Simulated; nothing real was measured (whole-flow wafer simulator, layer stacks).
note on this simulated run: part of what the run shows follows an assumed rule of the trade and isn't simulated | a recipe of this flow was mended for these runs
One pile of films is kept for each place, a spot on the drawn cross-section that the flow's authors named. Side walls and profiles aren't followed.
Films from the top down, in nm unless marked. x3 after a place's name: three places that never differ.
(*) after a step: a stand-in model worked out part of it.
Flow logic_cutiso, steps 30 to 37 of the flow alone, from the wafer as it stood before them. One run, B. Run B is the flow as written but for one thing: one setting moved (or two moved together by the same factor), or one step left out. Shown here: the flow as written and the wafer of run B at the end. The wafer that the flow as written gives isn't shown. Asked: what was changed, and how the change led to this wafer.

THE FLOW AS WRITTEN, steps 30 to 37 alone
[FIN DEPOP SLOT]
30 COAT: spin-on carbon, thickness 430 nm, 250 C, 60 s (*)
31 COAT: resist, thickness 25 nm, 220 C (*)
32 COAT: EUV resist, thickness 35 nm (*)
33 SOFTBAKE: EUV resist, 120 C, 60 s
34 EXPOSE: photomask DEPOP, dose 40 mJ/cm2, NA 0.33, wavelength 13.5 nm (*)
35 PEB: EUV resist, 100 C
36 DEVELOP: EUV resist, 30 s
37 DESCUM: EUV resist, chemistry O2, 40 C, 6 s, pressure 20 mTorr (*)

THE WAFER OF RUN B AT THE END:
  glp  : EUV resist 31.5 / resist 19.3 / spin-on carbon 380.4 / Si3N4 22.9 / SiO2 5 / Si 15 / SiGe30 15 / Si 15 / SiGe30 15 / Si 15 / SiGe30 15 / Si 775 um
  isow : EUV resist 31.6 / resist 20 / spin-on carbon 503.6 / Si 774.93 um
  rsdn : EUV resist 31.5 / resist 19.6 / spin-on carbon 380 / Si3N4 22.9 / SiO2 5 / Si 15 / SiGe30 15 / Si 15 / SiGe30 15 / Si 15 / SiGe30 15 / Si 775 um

The cause: step 31, COAT: thickness 20 nm was run, where the flow has thickness 25 nm.
It can be read off the wafer: isow has resist 20, and step 31 as written asks for 25 nm.

How the change led to this, step by step:
  31 COAT: resist, thickness 25 nm, 220 C (*)
      depop, dpovl, isow, ns, nsgap: resist +20 (new film) (as written it would be: resist +25 (new film))
      glp, tap: resist +19.3 (new film) (as written it would be: resist +24.3 (new film))
      (and at 15 more places)
